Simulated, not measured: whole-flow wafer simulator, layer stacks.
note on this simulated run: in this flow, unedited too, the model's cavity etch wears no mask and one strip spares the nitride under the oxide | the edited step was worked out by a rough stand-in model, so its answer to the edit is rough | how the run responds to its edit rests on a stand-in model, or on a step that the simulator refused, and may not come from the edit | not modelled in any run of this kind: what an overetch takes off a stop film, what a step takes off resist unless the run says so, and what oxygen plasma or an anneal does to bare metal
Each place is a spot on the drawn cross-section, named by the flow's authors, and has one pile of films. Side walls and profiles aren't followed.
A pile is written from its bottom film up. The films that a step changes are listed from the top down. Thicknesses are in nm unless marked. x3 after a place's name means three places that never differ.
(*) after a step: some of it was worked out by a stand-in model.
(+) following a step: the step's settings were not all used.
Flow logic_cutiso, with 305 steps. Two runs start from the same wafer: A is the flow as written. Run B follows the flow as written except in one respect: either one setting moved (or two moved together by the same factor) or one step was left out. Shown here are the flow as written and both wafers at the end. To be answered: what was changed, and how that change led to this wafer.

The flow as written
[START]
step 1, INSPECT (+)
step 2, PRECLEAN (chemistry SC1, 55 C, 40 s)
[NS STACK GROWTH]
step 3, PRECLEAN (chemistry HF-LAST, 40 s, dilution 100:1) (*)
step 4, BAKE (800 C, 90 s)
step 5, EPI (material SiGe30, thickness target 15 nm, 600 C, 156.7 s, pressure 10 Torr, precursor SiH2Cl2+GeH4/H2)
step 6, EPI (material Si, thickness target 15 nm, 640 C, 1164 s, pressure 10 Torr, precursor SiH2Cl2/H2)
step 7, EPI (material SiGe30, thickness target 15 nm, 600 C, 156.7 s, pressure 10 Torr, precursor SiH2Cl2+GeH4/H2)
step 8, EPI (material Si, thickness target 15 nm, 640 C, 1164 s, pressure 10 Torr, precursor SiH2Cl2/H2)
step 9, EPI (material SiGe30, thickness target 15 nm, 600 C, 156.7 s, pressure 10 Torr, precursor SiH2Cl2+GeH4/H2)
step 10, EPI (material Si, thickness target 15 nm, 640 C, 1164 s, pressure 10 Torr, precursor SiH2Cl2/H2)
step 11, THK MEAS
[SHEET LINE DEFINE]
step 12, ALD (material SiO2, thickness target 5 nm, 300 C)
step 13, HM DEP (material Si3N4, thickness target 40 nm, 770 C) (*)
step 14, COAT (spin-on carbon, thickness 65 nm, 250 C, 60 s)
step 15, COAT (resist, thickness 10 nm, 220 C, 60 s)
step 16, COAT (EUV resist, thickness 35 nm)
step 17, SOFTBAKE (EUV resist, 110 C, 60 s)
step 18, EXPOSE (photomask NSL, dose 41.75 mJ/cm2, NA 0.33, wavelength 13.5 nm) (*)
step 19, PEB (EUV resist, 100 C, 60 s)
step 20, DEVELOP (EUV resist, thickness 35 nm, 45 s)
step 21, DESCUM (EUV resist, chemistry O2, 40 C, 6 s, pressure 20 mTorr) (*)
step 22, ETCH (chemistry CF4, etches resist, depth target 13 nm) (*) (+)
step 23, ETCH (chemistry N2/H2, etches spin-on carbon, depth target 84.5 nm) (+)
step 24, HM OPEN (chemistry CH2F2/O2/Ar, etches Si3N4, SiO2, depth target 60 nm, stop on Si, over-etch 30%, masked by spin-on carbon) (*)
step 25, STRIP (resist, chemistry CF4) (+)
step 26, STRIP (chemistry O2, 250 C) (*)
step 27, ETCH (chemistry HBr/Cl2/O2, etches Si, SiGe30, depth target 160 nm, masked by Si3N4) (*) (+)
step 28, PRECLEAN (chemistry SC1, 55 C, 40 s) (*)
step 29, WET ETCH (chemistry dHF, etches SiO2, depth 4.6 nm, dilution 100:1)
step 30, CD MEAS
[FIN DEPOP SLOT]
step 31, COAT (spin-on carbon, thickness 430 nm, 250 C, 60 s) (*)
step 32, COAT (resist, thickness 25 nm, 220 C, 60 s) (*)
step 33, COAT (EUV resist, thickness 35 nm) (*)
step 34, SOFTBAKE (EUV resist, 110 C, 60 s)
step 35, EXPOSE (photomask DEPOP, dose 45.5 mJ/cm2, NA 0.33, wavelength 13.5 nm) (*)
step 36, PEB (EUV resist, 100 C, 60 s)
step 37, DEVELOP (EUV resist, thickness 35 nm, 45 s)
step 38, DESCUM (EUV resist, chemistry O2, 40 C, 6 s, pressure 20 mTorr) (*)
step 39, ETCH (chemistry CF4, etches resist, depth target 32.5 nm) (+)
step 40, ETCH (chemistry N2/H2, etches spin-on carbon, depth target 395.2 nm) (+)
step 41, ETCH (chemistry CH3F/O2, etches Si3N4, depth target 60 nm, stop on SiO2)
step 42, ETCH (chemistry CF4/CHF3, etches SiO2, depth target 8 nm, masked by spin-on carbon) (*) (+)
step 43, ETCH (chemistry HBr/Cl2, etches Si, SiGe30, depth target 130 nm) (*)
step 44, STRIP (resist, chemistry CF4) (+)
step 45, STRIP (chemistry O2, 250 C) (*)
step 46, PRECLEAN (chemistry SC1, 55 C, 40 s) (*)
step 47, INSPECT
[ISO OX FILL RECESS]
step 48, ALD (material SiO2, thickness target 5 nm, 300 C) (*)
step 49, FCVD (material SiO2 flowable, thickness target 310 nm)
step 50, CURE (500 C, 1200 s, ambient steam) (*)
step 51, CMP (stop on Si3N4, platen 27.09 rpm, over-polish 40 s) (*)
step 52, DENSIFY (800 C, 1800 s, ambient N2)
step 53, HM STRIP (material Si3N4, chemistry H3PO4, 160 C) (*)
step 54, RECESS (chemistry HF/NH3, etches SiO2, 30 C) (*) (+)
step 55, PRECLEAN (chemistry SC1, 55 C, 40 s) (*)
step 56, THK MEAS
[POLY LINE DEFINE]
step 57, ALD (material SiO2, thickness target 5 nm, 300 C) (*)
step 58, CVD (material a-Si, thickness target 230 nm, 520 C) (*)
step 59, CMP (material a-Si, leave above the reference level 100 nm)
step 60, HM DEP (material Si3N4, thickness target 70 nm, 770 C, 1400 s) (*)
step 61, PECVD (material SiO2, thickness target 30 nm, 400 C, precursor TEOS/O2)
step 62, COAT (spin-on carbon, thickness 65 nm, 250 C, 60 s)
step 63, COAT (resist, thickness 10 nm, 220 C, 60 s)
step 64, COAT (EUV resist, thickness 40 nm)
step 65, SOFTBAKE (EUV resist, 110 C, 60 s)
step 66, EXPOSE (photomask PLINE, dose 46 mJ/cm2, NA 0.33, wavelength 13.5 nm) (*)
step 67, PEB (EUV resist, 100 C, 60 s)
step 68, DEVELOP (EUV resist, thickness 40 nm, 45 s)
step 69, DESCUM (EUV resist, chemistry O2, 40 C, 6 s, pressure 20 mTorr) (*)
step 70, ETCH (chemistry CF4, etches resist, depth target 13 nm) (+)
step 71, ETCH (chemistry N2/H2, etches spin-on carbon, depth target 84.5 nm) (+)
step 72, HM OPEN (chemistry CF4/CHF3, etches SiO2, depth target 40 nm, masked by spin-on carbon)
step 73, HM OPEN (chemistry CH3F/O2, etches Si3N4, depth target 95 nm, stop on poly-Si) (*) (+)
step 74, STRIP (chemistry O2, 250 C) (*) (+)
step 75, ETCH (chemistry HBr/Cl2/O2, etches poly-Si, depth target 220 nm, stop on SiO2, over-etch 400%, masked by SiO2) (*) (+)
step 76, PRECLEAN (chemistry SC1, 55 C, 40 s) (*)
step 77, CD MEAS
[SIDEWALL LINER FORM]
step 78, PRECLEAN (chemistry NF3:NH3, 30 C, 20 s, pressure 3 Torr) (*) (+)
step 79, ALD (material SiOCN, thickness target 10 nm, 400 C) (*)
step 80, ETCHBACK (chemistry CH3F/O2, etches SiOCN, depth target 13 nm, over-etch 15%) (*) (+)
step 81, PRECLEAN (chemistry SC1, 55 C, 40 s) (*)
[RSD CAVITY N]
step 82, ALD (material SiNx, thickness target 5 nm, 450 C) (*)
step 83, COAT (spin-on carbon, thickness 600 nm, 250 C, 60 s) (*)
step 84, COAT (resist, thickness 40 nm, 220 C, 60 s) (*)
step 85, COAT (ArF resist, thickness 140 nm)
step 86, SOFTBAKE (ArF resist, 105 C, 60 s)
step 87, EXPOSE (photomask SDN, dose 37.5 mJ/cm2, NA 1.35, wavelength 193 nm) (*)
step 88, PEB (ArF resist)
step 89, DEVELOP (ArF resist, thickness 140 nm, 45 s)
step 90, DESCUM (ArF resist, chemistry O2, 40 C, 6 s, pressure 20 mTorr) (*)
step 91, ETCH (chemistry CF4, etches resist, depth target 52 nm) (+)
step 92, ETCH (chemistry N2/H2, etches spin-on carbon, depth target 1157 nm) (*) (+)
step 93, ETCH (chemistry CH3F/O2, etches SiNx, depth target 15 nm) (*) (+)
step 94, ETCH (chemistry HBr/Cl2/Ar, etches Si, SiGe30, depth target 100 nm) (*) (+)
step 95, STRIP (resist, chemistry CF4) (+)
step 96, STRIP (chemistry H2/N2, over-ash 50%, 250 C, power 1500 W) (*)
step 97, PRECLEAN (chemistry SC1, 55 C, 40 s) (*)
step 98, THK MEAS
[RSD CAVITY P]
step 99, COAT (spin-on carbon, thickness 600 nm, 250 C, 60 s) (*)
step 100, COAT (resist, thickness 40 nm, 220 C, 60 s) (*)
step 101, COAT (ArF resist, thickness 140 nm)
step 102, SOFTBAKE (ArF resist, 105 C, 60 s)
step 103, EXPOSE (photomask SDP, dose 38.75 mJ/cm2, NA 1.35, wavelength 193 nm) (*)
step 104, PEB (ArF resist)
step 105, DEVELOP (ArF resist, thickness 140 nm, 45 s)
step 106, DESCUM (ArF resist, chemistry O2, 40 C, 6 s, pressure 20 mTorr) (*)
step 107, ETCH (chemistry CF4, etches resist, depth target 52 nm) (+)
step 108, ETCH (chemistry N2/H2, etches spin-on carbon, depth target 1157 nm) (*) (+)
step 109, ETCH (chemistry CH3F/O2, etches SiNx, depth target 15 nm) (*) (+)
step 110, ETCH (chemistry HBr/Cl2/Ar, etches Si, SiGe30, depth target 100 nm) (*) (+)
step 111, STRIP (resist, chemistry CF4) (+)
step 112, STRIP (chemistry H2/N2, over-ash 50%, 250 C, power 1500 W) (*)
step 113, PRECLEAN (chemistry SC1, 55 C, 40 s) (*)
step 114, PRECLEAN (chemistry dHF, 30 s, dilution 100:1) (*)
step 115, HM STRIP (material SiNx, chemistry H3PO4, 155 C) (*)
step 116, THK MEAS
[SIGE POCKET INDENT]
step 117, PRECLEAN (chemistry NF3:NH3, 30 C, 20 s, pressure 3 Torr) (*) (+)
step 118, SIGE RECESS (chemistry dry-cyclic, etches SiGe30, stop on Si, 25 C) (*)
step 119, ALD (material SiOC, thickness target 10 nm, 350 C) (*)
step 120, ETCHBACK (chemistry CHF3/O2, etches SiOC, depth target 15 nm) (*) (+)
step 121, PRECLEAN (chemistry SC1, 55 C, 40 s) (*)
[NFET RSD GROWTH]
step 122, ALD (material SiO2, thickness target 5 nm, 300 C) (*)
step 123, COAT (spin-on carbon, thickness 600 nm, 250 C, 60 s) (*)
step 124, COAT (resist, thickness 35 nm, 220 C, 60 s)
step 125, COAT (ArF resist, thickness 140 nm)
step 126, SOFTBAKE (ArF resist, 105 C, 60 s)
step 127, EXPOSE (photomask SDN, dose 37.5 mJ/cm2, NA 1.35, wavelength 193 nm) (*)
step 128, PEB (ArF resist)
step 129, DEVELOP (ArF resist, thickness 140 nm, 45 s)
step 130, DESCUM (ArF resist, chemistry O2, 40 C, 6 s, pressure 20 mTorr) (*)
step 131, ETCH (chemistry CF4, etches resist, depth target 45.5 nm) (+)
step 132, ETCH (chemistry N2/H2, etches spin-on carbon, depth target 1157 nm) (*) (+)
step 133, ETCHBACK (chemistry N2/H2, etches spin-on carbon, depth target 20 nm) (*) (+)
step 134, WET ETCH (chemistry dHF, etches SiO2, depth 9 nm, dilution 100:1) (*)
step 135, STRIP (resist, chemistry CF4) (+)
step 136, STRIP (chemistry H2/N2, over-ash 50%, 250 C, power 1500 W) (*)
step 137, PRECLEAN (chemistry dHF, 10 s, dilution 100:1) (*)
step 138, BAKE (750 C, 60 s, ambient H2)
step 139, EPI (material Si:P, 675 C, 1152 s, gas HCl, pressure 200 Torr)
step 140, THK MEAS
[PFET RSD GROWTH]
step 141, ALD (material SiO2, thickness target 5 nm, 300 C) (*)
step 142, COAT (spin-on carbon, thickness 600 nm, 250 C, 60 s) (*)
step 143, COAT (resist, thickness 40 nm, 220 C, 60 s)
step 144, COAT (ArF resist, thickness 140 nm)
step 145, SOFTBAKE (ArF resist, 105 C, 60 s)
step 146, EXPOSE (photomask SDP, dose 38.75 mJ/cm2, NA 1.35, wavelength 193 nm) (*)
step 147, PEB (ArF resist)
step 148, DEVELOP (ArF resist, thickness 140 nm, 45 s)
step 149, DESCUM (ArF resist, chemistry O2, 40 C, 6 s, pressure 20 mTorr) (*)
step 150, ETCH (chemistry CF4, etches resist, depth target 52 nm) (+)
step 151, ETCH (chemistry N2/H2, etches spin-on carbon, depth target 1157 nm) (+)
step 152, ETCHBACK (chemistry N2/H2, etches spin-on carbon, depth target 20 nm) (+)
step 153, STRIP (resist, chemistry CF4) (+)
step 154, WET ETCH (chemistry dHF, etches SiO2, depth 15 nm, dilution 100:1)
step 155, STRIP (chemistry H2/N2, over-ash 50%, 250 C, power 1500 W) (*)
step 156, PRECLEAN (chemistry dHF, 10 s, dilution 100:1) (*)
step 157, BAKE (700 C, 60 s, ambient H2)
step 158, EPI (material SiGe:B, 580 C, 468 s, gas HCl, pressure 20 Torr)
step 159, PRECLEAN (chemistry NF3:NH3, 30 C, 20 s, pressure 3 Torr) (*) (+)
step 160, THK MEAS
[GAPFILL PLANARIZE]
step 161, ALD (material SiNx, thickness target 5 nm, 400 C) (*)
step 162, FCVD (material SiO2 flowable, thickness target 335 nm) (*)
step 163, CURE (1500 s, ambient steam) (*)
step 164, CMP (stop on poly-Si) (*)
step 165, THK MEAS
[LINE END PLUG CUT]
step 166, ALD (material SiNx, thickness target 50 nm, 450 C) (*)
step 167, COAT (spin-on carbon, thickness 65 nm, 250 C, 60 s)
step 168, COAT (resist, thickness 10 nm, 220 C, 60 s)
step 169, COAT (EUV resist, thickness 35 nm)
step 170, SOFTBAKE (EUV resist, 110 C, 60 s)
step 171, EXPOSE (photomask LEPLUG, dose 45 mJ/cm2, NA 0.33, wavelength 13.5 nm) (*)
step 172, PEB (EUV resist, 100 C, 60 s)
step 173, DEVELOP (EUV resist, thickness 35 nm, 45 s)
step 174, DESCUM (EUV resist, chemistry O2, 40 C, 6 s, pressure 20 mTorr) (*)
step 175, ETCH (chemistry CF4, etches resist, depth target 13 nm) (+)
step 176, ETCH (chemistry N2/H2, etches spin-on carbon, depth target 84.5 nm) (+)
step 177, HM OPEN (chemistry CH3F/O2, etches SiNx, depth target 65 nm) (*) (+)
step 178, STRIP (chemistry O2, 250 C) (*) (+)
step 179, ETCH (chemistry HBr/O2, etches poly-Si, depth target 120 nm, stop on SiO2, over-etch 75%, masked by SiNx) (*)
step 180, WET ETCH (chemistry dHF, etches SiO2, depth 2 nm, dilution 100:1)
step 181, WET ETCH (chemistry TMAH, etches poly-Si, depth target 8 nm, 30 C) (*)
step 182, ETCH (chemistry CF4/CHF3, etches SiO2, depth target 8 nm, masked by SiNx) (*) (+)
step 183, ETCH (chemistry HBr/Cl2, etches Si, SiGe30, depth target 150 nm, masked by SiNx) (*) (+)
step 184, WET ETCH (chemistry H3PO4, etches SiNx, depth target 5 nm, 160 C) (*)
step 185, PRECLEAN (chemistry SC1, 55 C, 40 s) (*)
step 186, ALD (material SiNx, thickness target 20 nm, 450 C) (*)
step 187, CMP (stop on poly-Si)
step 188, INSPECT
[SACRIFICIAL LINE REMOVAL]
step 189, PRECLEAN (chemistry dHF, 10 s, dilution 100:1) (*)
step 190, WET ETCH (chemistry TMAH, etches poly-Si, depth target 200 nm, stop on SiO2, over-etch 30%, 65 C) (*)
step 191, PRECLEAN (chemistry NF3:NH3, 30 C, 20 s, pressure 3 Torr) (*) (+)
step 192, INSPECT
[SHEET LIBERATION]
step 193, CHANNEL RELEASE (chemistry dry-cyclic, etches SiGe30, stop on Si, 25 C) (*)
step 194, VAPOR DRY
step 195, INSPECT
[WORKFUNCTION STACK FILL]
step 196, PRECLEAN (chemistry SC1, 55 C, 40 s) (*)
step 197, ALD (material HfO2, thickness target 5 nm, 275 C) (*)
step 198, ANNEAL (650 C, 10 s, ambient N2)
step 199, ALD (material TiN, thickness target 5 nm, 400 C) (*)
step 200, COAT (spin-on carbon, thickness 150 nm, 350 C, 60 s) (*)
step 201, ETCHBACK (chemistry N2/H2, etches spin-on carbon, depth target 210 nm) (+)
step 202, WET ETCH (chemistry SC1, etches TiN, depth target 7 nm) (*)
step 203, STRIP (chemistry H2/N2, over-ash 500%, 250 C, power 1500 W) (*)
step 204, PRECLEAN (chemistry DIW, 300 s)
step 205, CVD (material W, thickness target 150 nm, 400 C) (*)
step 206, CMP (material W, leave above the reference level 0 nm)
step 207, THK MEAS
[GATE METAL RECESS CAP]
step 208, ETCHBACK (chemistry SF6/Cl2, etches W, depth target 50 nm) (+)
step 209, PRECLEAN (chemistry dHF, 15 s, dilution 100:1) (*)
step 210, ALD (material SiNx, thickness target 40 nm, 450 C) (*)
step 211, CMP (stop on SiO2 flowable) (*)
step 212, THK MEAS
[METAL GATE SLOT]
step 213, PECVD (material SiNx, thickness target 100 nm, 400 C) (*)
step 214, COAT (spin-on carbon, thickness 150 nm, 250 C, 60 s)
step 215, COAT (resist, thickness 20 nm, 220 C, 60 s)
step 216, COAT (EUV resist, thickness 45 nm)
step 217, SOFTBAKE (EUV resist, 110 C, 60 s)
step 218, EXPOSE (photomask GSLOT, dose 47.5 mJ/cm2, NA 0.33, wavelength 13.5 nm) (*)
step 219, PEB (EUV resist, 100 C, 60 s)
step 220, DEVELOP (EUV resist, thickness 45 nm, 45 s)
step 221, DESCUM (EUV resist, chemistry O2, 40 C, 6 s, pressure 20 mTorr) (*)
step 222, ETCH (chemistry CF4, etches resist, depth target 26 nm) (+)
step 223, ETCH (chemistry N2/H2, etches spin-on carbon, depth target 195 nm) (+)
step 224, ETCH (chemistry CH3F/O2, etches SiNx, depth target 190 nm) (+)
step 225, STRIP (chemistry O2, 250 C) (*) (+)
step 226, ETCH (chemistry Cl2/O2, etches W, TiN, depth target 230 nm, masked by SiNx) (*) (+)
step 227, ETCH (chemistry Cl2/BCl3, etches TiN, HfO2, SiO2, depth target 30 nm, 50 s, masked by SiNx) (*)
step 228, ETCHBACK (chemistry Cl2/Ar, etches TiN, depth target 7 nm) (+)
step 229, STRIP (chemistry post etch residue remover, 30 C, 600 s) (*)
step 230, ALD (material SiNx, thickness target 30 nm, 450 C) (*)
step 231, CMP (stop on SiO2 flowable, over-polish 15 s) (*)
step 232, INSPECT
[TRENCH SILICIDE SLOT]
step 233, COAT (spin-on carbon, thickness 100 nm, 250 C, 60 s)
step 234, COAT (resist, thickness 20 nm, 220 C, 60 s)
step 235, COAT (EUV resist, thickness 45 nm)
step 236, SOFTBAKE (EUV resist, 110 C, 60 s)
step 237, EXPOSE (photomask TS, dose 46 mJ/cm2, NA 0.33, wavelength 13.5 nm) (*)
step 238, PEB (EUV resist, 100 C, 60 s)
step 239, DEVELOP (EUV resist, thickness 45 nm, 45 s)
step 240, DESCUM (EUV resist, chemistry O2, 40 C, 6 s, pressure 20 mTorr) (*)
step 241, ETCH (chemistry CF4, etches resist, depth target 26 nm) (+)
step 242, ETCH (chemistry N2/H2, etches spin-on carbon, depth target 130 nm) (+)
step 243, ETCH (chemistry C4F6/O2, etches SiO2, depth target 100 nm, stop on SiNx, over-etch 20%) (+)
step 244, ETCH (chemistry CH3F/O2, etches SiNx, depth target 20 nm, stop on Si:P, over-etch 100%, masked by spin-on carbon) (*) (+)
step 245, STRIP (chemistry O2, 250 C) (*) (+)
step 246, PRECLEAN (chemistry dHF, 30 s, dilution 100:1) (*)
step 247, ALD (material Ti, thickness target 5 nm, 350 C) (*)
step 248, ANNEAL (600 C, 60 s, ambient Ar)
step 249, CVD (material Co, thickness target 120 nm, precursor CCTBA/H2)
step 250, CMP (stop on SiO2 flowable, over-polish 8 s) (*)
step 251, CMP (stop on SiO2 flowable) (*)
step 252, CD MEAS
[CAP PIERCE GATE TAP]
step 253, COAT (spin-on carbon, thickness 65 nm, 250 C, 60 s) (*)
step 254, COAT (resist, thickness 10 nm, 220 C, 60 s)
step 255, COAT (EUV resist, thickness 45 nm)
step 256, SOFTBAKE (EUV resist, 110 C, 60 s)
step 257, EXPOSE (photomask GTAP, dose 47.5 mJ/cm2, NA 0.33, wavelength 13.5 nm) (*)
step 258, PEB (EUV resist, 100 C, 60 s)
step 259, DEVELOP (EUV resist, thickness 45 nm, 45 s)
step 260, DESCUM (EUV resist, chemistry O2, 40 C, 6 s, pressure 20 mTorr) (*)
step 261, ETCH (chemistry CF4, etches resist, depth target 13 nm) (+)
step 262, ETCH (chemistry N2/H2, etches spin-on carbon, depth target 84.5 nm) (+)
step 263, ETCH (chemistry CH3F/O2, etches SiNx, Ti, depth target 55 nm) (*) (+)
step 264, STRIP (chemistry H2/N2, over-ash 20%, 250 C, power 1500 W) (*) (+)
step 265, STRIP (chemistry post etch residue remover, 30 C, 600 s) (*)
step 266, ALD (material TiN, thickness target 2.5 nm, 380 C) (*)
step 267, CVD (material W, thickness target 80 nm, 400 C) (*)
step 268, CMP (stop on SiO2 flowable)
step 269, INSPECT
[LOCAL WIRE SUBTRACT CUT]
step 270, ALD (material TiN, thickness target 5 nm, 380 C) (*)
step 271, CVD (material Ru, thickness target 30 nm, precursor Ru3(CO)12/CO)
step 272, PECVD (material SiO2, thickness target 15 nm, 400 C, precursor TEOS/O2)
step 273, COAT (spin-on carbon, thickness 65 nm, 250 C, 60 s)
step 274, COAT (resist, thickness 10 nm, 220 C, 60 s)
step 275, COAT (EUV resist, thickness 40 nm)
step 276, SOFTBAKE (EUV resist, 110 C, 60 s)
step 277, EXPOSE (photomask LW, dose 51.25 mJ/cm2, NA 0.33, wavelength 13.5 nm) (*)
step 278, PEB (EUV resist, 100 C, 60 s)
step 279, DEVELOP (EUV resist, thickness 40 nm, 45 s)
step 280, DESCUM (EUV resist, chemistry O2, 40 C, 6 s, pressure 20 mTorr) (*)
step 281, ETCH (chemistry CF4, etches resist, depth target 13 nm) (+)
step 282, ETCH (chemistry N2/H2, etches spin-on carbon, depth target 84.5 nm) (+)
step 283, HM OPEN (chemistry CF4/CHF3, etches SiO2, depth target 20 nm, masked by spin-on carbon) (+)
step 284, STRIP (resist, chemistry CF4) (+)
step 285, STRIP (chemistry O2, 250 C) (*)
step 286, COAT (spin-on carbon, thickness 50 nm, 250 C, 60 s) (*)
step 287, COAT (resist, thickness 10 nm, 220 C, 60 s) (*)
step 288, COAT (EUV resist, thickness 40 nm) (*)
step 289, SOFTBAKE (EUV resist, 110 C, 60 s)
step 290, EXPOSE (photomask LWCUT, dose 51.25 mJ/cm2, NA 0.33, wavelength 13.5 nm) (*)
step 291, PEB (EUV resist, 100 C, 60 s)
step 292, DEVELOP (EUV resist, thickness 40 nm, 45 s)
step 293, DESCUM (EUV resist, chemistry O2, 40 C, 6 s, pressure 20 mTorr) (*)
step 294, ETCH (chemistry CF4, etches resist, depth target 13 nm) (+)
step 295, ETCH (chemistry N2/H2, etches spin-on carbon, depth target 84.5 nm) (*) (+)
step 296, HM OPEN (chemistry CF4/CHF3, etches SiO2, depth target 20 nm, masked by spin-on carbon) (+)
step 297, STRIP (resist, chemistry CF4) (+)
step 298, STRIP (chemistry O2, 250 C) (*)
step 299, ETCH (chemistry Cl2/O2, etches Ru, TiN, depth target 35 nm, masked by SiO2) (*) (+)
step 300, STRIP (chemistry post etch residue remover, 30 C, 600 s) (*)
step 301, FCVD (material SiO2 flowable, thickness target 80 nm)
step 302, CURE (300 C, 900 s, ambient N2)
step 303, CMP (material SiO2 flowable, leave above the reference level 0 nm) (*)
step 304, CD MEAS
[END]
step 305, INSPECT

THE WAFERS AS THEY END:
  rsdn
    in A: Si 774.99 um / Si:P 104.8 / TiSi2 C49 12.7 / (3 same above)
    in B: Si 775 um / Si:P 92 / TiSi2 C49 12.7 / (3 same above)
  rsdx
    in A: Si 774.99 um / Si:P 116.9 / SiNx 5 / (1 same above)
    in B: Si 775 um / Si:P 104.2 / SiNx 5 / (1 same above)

The reason: step 94, ETCH: depth target 85 nm was run, whereas the flow has depth target 100 nm.

The path from the change to this, step by step:
  step 94, ETCH (chemistry HBr/Cl2/Ar, etches Si, SiGe30, depth target 100 nm) (*) (+)
      rsdn, rsdx: A -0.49 chemical SiO2 (all of it), -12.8 Si (all of it), -15 SiGe30 (all of it), -15 Si (all of it), -15 SiGe30 (all of it), -15 Si (all of it), -15 SiGe30 (all of it), -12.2 Si | B -0.49 chemical SiO2 (all of it), -12.8 Si (all of it), -15 SiGe30 (all of it), -15 Si (all of it), -15 SiGe30 (all of it), -15 Si (all of it), -12.2 SiGe30
  step 115, HM STRIP (material SiNx, chemistry H3PO4, 155 C) (*)
      rsdn, rsdx: A +0.5 chemical SiO2 (new film), -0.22 Si | B +0.5 chemical SiO2 (new film), -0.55 SiGe30
  step 118, SIGE RECESS (chemistry dry-cyclic, etches SiGe30, stop on Si, 25 C) (*)
      rsdn, rsdx: A nothing | B -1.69 SiGe30 (all of it)
  step 135, STRIP (resist, chemistry CF4) (+)
      gl: A -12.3 Si3N4 | B -12.9 Si3N4
      tap: A -12.2 Si3N4 | B -12.9 Si3N4
  step 139, EPI (material Si:P, 675 C, 1152 s, gas HCl, pressure 200 Torr)
      rsdn, rsdx: A +116.9 Si:P (new film) | B +104.2 Si:P (new film)
